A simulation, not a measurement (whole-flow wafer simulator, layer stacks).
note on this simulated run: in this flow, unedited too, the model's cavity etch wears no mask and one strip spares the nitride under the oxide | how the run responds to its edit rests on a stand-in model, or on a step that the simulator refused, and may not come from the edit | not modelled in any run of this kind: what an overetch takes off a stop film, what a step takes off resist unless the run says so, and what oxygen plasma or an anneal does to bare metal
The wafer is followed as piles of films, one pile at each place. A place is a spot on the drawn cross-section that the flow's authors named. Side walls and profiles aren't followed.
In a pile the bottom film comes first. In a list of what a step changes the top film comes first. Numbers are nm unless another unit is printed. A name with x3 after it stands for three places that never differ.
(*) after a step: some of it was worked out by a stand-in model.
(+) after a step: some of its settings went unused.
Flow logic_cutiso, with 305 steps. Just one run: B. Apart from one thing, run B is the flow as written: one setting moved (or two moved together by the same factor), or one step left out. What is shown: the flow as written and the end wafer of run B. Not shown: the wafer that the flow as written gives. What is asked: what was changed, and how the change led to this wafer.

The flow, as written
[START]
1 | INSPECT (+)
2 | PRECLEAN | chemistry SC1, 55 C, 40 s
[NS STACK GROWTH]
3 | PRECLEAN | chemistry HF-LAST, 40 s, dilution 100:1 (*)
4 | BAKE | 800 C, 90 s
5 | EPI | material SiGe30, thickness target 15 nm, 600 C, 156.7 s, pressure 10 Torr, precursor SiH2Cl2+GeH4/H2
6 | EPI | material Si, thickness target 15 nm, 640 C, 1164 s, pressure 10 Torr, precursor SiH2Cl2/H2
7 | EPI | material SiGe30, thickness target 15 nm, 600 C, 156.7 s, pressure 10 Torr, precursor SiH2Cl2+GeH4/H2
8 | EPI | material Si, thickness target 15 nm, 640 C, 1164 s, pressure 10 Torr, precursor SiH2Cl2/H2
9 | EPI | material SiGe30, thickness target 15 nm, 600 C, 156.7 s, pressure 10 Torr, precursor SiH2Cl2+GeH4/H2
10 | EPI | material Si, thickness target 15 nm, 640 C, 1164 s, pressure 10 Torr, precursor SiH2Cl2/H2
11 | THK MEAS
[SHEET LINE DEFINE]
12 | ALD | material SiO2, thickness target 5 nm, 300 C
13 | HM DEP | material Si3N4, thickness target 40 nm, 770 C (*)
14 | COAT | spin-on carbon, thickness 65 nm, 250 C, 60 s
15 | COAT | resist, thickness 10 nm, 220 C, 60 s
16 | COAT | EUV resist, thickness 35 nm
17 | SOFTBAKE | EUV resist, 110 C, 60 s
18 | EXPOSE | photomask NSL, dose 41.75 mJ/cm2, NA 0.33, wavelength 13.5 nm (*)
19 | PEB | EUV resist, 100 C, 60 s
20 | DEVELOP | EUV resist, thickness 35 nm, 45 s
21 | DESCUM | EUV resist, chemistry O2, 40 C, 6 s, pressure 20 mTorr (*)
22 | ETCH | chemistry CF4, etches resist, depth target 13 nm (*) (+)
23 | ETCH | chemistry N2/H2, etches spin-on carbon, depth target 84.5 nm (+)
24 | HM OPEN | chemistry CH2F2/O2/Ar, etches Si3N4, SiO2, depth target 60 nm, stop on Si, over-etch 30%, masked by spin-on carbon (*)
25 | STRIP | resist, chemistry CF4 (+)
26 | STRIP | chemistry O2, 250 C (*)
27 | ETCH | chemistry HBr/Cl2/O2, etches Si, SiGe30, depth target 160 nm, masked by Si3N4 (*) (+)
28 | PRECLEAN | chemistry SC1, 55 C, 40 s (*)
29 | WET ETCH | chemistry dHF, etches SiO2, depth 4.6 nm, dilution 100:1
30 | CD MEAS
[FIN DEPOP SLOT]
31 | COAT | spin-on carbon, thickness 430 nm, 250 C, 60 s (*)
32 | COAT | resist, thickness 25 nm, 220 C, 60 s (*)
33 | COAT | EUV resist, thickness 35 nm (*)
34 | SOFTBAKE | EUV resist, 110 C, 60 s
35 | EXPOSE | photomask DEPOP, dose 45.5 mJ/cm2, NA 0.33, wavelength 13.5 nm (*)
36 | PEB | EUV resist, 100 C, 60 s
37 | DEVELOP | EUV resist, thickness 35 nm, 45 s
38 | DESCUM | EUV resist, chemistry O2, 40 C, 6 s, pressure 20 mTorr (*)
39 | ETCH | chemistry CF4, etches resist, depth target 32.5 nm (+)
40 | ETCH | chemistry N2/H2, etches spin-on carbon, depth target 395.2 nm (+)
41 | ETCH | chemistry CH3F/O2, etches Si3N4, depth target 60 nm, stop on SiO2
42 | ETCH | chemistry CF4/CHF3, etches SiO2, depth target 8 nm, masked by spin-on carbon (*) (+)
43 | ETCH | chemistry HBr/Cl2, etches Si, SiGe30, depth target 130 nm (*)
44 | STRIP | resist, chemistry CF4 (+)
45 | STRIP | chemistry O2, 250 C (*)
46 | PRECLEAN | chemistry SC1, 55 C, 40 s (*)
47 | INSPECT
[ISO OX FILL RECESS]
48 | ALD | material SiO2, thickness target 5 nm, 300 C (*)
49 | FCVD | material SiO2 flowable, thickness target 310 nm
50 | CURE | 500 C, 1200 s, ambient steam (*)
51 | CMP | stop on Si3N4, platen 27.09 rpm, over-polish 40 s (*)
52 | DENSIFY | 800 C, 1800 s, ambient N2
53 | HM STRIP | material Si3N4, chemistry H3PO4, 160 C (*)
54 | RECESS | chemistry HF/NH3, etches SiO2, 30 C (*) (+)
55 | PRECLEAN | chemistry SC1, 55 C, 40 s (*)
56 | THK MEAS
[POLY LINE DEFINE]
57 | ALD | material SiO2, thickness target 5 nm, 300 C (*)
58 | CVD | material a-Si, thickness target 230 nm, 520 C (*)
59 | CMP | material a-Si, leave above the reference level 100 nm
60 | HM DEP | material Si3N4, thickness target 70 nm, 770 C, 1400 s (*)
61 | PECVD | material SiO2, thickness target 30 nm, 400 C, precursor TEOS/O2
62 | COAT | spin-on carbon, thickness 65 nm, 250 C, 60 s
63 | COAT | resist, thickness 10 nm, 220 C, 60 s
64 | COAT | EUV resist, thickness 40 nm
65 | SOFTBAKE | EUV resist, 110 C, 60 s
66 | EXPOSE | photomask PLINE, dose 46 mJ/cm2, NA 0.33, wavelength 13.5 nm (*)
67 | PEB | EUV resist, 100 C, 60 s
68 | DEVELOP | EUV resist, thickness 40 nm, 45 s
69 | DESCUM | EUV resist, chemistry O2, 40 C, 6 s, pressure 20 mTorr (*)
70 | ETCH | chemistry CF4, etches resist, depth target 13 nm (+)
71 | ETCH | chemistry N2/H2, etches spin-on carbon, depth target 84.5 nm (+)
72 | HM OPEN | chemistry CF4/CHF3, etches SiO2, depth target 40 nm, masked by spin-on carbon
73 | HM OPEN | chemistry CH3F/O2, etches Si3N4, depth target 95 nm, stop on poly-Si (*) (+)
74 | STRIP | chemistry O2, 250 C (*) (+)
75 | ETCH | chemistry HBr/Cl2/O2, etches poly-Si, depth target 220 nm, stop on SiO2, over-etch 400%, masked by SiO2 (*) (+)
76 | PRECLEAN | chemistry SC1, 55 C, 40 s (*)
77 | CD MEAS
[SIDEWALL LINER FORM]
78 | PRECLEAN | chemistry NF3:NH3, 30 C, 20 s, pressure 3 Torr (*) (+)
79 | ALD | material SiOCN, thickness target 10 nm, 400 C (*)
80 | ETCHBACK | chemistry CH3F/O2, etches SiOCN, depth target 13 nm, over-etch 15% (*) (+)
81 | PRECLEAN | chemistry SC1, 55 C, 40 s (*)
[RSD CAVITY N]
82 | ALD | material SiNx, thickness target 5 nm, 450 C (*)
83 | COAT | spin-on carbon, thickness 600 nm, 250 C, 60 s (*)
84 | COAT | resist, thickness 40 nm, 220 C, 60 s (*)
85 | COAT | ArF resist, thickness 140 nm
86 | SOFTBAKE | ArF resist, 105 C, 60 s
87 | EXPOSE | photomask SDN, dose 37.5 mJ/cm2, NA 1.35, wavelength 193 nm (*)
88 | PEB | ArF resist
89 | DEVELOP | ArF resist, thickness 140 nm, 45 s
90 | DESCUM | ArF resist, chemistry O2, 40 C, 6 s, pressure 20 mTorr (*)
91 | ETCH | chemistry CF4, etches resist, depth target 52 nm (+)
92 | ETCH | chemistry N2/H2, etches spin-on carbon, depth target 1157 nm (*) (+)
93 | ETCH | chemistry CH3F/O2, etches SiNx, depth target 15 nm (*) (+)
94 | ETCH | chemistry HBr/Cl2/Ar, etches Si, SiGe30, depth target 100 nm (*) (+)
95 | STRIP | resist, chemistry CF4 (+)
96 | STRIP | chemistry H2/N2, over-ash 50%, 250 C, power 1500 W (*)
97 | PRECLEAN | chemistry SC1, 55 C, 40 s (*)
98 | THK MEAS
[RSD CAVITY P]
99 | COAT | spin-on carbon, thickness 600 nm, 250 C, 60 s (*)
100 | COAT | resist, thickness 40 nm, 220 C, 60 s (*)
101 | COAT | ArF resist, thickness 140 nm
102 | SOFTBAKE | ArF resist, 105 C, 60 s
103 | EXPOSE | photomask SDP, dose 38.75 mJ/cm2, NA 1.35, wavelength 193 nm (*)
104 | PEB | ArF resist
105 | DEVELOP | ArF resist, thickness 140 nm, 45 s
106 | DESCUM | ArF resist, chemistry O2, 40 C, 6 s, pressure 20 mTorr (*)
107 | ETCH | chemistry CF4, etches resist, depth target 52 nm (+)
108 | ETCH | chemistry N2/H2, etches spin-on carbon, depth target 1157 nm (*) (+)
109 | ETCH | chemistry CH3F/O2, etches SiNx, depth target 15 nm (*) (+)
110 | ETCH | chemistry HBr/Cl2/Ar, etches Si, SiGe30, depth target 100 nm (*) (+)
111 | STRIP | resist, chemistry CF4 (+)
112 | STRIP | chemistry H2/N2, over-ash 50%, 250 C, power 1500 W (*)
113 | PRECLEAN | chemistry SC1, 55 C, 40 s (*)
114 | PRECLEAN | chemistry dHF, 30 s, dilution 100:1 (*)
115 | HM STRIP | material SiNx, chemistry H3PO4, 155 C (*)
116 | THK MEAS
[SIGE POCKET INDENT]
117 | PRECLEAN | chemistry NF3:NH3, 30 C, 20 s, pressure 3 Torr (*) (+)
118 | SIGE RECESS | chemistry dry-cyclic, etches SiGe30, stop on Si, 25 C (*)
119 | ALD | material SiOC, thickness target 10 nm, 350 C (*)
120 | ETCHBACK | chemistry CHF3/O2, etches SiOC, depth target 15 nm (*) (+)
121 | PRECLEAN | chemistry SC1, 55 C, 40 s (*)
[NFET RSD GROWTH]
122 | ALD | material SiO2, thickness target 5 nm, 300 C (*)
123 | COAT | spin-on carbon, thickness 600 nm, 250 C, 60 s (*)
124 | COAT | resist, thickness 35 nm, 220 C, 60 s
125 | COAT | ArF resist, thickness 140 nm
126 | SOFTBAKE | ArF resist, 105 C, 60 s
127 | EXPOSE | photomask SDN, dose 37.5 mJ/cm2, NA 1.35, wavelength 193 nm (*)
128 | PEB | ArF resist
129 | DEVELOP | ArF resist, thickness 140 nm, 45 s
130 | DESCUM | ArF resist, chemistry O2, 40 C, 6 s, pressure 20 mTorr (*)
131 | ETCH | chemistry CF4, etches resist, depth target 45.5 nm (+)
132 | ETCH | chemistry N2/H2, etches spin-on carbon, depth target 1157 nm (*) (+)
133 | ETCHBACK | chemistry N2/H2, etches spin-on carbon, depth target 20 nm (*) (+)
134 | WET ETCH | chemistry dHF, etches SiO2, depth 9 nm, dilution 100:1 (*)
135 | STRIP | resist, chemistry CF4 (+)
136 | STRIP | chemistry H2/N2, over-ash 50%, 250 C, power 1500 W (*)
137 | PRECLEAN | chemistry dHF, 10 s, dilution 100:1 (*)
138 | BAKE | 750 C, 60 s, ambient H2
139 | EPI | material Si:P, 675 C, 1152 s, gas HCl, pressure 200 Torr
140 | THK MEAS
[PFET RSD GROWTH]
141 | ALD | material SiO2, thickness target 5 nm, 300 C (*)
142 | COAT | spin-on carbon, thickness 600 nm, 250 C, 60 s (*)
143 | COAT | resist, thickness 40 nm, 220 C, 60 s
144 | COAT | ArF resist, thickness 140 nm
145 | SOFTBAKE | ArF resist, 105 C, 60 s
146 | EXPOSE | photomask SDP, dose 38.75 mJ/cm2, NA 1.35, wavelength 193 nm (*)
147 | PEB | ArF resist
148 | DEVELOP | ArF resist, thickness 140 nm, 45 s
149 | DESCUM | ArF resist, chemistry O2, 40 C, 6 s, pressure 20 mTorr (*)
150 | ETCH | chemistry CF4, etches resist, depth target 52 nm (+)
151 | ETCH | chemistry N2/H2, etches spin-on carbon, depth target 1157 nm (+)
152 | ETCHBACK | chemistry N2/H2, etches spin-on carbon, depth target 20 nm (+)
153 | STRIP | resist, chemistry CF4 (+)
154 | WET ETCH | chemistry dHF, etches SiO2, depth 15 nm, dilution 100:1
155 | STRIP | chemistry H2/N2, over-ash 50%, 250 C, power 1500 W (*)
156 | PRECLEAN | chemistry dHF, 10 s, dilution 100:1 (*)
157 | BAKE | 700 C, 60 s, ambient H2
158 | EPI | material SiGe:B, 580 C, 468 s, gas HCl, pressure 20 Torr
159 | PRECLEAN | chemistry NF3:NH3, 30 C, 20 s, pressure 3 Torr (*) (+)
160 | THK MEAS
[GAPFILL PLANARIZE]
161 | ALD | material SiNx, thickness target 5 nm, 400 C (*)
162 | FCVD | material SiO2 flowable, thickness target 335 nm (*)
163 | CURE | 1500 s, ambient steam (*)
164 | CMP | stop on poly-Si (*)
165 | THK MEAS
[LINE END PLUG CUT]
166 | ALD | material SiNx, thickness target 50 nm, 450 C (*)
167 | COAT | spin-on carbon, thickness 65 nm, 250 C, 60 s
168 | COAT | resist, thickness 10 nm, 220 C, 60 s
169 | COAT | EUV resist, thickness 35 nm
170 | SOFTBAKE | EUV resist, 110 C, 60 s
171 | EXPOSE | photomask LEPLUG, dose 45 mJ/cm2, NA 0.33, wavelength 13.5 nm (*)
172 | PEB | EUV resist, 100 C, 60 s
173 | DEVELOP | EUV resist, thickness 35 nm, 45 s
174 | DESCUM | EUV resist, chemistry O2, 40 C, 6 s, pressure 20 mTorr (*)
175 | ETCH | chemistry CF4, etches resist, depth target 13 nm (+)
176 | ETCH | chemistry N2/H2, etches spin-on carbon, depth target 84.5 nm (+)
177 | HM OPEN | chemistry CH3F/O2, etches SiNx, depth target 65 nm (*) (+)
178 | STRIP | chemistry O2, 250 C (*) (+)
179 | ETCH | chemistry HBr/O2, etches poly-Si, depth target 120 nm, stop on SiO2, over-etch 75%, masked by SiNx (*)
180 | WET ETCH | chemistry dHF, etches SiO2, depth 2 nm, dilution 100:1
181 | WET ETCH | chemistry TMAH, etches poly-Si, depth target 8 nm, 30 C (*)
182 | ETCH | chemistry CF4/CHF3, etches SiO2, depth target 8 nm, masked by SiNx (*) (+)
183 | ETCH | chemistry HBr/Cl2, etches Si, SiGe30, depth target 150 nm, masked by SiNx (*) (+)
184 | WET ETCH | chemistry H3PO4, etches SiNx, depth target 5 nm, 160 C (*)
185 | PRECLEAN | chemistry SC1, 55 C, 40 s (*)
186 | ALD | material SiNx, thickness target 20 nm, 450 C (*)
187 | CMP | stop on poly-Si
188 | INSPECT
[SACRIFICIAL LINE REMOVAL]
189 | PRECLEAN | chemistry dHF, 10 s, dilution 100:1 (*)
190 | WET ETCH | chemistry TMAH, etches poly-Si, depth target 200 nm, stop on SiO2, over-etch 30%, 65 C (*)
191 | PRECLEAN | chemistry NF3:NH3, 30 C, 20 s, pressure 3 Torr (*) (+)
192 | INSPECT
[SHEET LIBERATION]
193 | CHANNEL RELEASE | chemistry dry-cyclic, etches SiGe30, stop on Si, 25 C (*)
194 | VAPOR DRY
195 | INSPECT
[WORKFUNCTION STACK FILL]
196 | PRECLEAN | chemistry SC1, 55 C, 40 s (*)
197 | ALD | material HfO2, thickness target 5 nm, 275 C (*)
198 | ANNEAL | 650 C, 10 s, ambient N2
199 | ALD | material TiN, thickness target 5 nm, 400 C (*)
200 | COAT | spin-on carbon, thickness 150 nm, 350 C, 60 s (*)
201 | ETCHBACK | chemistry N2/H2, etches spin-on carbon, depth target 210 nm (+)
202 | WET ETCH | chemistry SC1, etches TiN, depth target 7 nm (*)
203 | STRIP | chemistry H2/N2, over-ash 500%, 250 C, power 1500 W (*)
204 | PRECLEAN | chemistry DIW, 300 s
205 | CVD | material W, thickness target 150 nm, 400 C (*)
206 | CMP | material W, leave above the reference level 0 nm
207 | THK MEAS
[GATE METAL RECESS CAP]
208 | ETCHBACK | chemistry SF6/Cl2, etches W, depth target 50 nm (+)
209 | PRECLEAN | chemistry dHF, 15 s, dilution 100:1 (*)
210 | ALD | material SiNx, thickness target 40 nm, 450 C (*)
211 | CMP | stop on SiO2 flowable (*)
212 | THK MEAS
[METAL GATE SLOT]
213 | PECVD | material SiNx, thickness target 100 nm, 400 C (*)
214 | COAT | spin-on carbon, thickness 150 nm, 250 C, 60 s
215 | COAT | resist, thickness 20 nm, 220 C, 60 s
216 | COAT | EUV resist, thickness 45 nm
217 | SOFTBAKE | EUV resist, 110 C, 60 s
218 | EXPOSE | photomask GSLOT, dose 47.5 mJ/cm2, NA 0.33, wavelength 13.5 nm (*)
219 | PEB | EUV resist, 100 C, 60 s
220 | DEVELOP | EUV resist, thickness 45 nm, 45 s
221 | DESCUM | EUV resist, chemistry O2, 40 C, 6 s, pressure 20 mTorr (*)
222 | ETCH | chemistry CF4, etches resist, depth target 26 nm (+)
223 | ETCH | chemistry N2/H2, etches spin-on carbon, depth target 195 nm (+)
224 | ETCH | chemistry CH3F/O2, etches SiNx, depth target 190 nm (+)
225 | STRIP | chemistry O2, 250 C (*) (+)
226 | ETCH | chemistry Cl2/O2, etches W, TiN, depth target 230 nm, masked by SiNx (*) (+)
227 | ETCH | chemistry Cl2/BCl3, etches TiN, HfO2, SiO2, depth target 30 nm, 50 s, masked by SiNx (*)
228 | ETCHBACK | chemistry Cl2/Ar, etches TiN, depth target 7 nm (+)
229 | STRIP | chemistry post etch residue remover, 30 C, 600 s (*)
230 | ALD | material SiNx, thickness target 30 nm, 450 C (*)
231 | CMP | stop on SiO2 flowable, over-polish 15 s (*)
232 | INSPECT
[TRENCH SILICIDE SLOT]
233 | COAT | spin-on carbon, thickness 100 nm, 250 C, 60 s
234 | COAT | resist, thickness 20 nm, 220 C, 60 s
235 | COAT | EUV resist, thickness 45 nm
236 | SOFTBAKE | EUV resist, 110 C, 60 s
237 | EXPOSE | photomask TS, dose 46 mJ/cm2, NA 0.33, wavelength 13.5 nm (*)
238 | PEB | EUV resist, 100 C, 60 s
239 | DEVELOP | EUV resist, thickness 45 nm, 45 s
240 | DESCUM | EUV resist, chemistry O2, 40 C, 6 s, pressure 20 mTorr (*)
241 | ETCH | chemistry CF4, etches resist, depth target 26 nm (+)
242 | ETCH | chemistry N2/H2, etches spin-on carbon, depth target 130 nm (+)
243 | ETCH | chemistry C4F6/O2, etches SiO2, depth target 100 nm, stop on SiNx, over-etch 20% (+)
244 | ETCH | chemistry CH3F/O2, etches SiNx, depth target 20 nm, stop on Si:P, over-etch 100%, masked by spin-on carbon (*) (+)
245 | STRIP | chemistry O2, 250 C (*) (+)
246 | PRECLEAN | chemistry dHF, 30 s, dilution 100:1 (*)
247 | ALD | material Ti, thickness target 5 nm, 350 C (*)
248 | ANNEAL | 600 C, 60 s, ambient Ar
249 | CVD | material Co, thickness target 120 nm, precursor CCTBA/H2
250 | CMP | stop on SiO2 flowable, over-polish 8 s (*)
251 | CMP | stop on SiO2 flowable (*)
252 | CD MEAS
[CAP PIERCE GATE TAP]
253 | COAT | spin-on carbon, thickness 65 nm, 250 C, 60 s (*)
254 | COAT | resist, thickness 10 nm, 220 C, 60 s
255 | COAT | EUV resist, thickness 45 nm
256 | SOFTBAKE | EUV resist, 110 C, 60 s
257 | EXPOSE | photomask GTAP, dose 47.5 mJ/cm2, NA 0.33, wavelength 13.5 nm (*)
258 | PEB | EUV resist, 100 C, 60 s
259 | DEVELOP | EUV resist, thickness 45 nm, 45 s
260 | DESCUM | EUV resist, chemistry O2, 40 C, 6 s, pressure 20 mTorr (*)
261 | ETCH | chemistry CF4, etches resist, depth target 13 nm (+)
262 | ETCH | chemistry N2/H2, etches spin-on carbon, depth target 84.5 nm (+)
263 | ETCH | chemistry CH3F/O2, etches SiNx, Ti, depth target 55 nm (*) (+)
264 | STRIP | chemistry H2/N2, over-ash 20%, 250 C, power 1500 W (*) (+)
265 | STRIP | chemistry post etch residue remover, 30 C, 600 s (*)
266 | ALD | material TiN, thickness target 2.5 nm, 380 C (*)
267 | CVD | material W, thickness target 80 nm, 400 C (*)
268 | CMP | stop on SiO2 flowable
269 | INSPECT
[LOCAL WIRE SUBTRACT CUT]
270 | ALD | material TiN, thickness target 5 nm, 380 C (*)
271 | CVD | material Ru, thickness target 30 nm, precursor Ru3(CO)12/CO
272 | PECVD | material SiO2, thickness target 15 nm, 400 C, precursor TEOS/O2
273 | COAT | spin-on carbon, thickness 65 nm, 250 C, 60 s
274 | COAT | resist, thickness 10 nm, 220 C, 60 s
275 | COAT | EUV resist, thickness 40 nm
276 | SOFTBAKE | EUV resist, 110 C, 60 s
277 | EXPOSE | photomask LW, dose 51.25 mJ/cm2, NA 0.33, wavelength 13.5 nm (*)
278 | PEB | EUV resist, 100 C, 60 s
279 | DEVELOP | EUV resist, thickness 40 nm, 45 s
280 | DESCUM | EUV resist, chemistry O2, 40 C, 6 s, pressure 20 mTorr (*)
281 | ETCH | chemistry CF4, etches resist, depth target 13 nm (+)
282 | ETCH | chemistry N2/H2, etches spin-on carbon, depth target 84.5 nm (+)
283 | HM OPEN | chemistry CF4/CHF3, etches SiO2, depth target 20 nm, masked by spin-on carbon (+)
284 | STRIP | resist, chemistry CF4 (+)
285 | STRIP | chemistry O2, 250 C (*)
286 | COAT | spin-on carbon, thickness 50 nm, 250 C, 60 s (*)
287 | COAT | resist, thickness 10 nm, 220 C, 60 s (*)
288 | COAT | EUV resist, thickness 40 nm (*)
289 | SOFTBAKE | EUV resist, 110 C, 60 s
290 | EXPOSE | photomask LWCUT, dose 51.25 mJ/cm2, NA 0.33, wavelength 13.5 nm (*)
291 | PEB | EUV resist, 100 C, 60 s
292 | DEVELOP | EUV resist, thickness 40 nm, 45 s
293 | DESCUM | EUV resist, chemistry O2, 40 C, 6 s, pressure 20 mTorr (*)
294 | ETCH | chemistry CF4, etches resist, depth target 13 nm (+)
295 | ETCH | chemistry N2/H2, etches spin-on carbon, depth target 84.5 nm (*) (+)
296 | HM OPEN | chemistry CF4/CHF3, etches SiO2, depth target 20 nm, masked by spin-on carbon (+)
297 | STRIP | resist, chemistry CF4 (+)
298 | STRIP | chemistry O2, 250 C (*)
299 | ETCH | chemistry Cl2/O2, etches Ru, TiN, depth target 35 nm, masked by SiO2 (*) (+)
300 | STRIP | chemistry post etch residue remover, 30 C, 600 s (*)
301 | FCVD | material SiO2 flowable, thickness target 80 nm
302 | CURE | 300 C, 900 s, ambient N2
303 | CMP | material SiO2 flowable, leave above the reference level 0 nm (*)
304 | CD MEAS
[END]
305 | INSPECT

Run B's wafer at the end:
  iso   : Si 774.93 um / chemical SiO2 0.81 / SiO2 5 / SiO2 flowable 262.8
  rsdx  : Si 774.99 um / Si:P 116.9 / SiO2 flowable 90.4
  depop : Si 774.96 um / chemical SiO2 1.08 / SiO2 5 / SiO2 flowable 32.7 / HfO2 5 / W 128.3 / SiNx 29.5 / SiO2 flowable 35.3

Cause: step 161, ALD: material SiNx, thickness target 5 nm, 400 C (*), was skipped.

Step by step, how the change led to this:
  162 | FCVD | material SiO2 flowable, thickness target 335 nm (*)
      iso: +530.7 SiO2 flowable (as written it would have been: +544.4 SiO2 flowable (new film))
      rsdn, rsdp, rsdw, rsdx: +410.2 SiO2 flowable (new film) (as written it would have been: +423.9 SiO2 flowable (new film))
      (and at 12 other places as well)
  164 | CMP | stop on poly-Si (*)
      depop, dpovl, isow, ns, nsgap: -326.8 SiO2 flowable (all of it), -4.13 SiO2 (all of it), -70 Si3N4 (all of it) (as written it would have been: -326.8 SiO2 flowable (all of it), -5 SiNx (all of it), -4.13 SiO2 (all of it), -70 Si3N4 (all of it))
      gfld, gxf: -238.4 SiO2 flowable (all of it), -4.13 SiO2 (all of it), -70 Si3N4 (all of it) (as written it would have been: -251.9 SiO2 flowable (all of it), -5 SiNx (all of it), -4.13 SiO2 (all of it), -70 Si3N4 (all of it))
      (and at 15 other places as well)
  203 | STRIP | chemistry H2/N2, over-ash 500%, 250 C, power 1500 W (*)
      gl, glp: -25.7 spin-on carbon (all of it) (as written it would have been: -26.7 spin-on carbon (all of it))
      gxn, gxp: -25.7 spin-on carbon (all of it) (as written it would have been: -26.8 spin-on carbon (all of it))
      (and at 1 other place as well)
  243 | ETCH | chemistry C4F6/O2, etches SiO2, depth target 100 nm, stop on SiNx, over-etch 20% (+)
      rsdp, rsdw: -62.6 SiO2 flowable (all of it), -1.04 SiGe:B (as written it would have been: -57.5 SiO2 flowable (all of it))
      rsdn: -62.6 SiO2 flowable (all of it), -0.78 Si:P (as written it would have been: -57.5 SiO2 flowable (all of it))
      (and at 19 other places as well)
  244 | ETCH | chemistry CH3F/O2, etches SiNx, depth target 20 nm, stop on Si:P, over-etch 100%, masked by spin-on carbon (*) (+)
      rsdp, rsdw: nothing (as written it would have been: -5 SiNx (all of it))
      rsdn: -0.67 Si:P (as written it would have been: -5 SiNx (all of it), -0.42 Si:P)
